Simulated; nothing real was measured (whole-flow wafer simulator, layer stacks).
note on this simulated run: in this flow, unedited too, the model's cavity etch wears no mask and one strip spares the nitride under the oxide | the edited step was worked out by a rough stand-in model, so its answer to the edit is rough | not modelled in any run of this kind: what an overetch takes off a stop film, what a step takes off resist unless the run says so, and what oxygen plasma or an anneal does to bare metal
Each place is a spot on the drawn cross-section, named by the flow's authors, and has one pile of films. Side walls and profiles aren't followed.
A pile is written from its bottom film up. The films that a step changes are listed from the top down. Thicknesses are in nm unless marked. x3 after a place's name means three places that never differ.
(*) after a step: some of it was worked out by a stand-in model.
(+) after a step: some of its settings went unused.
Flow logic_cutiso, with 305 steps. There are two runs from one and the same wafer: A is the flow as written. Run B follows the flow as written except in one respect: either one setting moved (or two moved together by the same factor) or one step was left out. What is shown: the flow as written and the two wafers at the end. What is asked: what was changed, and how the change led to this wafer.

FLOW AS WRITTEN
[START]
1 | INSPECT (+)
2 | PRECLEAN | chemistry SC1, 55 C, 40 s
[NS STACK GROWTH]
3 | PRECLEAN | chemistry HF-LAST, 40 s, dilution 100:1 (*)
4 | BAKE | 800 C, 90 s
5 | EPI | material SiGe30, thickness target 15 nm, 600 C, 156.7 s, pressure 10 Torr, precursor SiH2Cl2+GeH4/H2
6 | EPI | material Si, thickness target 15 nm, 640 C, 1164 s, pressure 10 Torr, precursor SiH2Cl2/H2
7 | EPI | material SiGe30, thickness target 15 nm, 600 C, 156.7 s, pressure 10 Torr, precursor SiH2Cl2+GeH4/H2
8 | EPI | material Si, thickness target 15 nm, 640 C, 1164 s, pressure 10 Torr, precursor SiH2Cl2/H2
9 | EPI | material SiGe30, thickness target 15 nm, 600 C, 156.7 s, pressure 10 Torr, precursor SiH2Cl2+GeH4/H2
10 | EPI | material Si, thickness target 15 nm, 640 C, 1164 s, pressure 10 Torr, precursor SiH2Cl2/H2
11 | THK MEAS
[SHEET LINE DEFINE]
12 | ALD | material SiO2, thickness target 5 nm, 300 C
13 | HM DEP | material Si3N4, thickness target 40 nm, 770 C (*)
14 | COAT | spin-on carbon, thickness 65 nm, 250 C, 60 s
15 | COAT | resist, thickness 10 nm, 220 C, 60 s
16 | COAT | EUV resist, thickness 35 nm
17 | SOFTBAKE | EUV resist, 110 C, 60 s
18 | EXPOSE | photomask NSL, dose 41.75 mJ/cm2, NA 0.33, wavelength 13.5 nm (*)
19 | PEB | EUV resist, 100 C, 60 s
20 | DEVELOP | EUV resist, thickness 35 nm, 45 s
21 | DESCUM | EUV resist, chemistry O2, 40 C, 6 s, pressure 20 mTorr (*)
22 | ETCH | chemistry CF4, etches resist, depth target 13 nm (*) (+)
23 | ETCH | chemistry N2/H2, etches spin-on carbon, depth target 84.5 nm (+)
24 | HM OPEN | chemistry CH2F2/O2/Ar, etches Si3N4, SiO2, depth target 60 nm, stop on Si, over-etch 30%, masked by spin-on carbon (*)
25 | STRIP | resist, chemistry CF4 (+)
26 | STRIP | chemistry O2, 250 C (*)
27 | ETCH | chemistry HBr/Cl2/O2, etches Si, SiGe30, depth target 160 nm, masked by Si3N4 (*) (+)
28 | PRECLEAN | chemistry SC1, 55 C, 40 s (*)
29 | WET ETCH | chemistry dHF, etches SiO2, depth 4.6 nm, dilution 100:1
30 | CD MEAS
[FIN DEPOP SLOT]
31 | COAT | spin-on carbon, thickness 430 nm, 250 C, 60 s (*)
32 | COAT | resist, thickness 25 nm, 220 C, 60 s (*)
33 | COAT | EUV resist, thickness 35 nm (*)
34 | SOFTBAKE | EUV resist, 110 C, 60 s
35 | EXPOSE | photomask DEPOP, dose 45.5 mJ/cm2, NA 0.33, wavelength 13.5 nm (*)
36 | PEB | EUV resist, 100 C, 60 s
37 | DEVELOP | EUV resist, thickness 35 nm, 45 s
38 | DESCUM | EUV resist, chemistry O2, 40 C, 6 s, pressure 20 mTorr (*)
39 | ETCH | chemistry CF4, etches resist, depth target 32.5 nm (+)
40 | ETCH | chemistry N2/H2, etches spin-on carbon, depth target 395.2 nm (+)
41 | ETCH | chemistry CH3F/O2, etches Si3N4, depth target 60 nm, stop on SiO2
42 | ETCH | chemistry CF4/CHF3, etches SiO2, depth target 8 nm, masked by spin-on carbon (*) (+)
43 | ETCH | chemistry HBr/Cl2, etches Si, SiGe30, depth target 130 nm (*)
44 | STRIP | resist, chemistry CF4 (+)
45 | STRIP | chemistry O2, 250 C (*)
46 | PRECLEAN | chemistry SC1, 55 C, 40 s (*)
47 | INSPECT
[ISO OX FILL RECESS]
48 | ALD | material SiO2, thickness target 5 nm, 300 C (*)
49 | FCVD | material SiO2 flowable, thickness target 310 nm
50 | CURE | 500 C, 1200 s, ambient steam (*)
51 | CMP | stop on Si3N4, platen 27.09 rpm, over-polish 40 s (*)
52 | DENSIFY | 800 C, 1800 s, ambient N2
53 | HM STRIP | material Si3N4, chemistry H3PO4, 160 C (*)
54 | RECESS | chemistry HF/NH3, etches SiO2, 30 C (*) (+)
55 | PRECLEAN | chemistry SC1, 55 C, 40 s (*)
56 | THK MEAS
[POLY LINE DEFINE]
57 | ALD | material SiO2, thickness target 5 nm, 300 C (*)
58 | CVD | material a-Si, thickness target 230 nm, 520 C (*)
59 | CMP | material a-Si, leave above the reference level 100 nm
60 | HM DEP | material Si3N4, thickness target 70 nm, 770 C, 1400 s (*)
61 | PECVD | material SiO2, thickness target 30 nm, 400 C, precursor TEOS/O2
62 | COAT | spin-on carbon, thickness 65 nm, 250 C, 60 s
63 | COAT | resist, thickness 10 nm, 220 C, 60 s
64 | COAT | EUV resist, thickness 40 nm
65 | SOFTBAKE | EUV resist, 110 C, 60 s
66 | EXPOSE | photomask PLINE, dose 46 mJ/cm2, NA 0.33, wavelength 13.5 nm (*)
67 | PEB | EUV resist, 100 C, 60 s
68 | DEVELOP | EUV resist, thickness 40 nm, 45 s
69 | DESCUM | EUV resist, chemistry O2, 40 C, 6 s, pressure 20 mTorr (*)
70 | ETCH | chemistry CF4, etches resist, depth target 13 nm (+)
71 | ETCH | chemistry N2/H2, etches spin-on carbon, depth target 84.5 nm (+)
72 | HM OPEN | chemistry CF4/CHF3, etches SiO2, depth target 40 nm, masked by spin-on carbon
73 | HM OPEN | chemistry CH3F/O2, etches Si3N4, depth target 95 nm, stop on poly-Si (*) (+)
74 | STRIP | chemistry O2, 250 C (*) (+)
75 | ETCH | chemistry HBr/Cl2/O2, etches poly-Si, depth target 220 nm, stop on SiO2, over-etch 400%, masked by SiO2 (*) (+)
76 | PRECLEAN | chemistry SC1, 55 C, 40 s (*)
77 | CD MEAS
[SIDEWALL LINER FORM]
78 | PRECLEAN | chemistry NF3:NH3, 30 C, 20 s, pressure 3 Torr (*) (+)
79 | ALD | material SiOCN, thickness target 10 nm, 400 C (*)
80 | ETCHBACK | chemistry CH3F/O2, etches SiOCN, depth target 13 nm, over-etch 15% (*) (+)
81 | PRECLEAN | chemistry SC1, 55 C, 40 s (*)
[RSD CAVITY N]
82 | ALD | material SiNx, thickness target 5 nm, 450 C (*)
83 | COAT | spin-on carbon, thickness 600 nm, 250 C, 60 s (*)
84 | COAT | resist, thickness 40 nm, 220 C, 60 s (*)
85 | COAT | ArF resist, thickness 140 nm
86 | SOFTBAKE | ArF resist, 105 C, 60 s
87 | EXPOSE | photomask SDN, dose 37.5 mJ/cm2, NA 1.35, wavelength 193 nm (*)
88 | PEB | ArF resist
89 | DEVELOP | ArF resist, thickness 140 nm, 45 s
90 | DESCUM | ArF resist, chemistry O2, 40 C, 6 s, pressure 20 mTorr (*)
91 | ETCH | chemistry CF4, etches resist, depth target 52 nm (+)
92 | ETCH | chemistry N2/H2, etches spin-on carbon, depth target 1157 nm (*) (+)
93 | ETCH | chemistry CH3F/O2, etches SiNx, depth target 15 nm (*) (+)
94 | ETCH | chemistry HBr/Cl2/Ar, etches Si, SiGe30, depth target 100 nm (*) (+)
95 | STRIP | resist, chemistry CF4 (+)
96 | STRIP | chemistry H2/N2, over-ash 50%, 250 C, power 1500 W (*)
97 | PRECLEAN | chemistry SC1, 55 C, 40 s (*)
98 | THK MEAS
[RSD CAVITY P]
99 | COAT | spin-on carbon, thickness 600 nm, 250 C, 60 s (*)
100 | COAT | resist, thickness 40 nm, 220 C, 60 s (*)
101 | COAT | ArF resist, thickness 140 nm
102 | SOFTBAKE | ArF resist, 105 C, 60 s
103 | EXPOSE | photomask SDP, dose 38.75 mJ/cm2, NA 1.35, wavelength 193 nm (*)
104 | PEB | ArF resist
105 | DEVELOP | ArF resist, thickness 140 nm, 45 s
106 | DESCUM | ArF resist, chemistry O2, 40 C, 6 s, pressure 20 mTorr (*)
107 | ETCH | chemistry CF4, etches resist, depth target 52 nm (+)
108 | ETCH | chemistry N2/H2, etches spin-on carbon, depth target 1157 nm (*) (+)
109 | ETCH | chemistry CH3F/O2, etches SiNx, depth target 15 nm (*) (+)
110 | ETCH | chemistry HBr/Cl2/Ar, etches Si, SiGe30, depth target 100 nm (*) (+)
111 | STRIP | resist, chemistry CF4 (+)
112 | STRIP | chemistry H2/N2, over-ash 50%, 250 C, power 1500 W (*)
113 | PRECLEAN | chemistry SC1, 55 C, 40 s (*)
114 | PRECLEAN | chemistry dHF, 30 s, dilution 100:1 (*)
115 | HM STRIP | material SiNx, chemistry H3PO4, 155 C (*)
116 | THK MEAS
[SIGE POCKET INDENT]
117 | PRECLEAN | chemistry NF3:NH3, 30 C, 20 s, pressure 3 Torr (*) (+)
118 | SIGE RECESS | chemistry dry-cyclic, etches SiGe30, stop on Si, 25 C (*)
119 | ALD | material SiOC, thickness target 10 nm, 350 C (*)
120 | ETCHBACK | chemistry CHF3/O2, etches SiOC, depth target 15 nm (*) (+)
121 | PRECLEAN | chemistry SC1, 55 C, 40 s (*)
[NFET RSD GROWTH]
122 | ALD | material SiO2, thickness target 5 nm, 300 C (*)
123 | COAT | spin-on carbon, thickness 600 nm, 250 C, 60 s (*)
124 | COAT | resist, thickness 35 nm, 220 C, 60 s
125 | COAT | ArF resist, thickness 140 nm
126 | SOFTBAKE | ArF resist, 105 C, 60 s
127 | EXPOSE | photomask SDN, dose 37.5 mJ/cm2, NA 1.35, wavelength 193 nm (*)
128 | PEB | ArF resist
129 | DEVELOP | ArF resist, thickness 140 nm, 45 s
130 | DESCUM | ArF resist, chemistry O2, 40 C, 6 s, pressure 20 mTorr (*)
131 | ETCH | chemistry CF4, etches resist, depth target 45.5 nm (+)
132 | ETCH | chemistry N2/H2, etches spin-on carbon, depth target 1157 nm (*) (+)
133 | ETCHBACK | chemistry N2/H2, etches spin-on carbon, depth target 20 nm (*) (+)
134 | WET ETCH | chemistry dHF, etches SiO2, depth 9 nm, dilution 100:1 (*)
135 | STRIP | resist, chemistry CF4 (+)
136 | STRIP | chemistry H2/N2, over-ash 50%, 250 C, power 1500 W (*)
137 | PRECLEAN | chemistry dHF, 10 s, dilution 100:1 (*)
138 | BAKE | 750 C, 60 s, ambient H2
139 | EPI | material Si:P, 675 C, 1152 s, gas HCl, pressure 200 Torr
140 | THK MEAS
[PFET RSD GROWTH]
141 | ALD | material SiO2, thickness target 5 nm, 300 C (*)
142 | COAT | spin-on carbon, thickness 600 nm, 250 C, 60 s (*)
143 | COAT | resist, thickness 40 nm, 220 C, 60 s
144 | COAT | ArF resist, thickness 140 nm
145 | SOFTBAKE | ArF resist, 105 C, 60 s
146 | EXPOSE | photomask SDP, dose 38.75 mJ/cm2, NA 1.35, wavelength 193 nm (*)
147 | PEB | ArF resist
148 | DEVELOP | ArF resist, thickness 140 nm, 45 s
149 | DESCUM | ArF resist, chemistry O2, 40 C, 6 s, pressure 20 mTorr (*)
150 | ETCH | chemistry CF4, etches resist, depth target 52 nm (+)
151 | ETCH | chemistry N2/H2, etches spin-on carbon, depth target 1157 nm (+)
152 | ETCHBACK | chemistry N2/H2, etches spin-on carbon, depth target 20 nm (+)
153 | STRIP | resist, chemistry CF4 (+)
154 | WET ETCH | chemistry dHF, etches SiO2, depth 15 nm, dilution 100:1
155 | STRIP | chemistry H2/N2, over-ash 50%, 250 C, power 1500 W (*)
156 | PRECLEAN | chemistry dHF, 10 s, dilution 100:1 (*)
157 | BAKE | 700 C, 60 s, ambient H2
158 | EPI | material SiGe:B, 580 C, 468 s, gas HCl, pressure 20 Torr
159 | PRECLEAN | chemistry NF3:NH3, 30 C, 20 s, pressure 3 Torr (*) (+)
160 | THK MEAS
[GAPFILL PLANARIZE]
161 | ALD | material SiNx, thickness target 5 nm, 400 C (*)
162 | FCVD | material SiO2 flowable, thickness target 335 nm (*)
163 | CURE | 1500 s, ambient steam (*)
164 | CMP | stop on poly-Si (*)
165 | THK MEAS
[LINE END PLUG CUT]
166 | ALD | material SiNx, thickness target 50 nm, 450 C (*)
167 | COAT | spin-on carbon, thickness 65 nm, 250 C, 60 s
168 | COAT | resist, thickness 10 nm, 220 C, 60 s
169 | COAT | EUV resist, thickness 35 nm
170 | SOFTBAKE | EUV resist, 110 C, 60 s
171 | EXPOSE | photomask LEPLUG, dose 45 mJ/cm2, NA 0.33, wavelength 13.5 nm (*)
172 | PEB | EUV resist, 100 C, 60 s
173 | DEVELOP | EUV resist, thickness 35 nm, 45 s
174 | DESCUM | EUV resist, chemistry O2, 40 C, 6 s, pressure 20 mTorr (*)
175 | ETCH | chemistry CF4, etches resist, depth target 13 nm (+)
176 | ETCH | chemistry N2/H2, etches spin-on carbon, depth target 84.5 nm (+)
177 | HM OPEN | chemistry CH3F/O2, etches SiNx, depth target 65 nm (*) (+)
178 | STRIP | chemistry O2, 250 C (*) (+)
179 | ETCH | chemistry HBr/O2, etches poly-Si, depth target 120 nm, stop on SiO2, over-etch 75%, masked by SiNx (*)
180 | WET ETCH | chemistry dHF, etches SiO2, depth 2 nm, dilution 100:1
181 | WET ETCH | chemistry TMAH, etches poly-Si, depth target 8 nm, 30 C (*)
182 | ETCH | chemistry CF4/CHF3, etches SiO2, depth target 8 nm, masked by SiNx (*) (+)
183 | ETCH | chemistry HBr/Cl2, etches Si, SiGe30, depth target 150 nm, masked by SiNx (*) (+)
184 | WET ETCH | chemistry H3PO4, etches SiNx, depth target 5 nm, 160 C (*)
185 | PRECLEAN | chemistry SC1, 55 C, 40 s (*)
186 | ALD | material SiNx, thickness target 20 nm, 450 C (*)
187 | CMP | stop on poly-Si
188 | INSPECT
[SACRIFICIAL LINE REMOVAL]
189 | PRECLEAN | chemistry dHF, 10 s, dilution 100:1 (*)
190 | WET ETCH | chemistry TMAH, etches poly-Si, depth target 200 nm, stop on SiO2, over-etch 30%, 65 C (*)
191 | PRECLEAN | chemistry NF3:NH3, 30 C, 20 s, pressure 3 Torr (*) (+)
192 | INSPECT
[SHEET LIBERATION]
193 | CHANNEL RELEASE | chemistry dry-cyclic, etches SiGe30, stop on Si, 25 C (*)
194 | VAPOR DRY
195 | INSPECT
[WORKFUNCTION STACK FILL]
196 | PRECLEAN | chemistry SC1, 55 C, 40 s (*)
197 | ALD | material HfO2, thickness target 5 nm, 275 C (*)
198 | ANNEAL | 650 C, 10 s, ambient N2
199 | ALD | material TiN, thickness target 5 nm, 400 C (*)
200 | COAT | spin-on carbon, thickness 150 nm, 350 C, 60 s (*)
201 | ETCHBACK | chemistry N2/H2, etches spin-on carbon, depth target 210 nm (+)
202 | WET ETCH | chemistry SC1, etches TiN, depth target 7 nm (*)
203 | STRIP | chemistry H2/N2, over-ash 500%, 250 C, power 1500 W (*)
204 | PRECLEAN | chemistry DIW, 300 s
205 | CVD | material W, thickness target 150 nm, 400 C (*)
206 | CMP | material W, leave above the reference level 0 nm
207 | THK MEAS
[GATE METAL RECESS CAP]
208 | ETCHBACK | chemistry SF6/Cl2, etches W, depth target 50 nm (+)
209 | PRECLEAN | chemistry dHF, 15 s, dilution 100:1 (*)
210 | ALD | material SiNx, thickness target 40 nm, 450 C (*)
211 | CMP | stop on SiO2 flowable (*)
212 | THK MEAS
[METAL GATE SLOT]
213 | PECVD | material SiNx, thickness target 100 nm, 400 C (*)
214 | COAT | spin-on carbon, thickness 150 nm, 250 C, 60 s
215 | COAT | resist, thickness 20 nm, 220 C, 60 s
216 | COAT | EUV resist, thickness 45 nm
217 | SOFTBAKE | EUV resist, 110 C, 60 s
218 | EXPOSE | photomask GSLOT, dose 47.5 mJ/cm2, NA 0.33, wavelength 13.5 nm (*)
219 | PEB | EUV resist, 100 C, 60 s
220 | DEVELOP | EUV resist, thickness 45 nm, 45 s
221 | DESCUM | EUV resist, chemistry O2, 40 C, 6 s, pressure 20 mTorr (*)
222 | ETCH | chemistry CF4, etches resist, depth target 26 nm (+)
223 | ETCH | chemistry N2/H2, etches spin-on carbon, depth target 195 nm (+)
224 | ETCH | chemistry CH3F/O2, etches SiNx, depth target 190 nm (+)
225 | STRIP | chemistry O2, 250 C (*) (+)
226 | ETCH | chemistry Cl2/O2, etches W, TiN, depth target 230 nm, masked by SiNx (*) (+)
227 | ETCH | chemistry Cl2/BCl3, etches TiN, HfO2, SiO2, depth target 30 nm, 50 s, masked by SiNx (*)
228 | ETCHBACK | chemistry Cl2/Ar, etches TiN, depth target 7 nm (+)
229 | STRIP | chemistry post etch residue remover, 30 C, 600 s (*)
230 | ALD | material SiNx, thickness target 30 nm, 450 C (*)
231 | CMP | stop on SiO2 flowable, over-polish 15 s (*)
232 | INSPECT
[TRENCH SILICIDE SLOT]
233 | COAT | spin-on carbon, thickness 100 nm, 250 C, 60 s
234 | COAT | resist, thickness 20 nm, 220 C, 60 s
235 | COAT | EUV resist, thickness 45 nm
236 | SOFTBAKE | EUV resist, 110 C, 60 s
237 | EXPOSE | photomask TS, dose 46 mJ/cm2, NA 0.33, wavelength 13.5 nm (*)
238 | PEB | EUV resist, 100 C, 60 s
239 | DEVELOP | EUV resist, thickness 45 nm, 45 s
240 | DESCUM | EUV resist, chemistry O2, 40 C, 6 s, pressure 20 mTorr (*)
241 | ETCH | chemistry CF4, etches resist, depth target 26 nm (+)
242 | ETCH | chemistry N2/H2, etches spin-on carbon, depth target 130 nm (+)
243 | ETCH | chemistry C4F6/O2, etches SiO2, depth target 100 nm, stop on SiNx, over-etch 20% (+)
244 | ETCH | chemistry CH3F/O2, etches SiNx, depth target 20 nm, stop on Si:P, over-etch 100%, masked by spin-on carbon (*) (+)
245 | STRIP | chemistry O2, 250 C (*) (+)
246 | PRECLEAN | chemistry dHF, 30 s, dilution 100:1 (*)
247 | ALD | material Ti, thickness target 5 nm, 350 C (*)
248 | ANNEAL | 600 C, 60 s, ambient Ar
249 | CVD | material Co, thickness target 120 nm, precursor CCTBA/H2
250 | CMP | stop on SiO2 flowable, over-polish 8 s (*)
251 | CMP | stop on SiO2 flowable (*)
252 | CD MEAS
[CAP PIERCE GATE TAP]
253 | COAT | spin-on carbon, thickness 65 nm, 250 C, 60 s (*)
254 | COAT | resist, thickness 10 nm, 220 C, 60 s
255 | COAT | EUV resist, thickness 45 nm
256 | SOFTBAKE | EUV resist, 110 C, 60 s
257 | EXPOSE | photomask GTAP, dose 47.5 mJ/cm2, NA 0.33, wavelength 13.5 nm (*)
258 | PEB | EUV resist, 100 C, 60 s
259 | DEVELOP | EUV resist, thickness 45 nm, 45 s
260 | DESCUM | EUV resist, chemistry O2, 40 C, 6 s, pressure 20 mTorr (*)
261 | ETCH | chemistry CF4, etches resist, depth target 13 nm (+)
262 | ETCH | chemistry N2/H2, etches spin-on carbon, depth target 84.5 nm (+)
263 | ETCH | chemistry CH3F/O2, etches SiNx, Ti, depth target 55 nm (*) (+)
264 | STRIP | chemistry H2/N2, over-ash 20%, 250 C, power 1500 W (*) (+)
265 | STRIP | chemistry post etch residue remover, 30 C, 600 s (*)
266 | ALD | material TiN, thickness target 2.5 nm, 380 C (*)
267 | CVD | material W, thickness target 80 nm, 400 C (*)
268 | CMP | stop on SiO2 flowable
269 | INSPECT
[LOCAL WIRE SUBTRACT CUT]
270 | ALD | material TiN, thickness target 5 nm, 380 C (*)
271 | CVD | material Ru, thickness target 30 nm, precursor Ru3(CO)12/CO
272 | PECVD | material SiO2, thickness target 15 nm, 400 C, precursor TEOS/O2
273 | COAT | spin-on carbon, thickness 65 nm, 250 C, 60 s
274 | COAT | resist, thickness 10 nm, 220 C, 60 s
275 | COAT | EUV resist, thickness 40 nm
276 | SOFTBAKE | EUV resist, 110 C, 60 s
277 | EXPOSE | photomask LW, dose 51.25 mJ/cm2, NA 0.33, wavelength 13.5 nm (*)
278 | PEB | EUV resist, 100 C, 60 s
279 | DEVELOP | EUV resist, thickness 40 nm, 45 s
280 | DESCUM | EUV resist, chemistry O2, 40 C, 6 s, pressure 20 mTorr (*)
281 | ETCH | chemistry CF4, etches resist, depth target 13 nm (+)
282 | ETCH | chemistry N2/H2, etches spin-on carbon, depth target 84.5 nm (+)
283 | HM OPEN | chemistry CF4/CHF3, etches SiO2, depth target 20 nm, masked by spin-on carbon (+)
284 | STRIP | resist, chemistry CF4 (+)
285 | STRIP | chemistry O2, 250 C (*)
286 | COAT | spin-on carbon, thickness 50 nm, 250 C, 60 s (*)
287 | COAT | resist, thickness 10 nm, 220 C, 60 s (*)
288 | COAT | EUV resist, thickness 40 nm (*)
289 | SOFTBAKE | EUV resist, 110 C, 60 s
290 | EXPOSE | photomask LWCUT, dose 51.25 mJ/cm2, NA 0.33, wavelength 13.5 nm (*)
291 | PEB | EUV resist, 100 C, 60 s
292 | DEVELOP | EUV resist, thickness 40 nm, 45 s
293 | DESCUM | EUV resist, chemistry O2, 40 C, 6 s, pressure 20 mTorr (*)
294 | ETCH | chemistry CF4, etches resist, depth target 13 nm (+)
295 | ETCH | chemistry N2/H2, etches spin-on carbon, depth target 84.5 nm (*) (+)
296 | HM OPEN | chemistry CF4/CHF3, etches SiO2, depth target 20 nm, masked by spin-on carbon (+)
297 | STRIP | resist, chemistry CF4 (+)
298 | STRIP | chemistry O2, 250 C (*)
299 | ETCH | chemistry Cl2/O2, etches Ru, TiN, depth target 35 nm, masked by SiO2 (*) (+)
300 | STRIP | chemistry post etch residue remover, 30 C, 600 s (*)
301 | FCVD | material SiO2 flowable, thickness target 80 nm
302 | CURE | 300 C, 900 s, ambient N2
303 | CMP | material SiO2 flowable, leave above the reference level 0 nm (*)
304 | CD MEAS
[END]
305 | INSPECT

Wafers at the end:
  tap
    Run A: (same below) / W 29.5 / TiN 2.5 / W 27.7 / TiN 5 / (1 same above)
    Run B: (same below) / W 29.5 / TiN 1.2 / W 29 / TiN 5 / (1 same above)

The reason: step 266, ALD: thickness target 1.2 nm was run, while the flow as written has thickness target 2.5 nm.
One can read it off the wafer: tap has TiN 1.2, and step 266 as written asks for 2.5 nm.

The path from the change to this, step by step:
  266 | ALD | material TiN, thickness target 2.5 nm, 380 C (*)
      depop, dpovl, gfld and 19 more: A TiN gains 2.5 (new film) | B TiN gains 1.2 (new film)
  268 | CMP | stop on SiO2 flowable
      depop, dpovl, gfld and 9 more: A W loses 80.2 (all of it), TiN loses 2.5 (all of it), SiNx loses 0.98 | B W loses 80.2 (all of it), TiN loses 1.2 (all of it), SiNx loses 0.98
      lnr, lnri, lnrp, lnrt: A W loses 80 (all of it), TiN loses 2.5 (all of it), SiOCN loses 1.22 | B W loses 80 (all of it), TiN loses 1.2 (all of it), SiOCN loses 1.22
      (and at 5 other places as well)
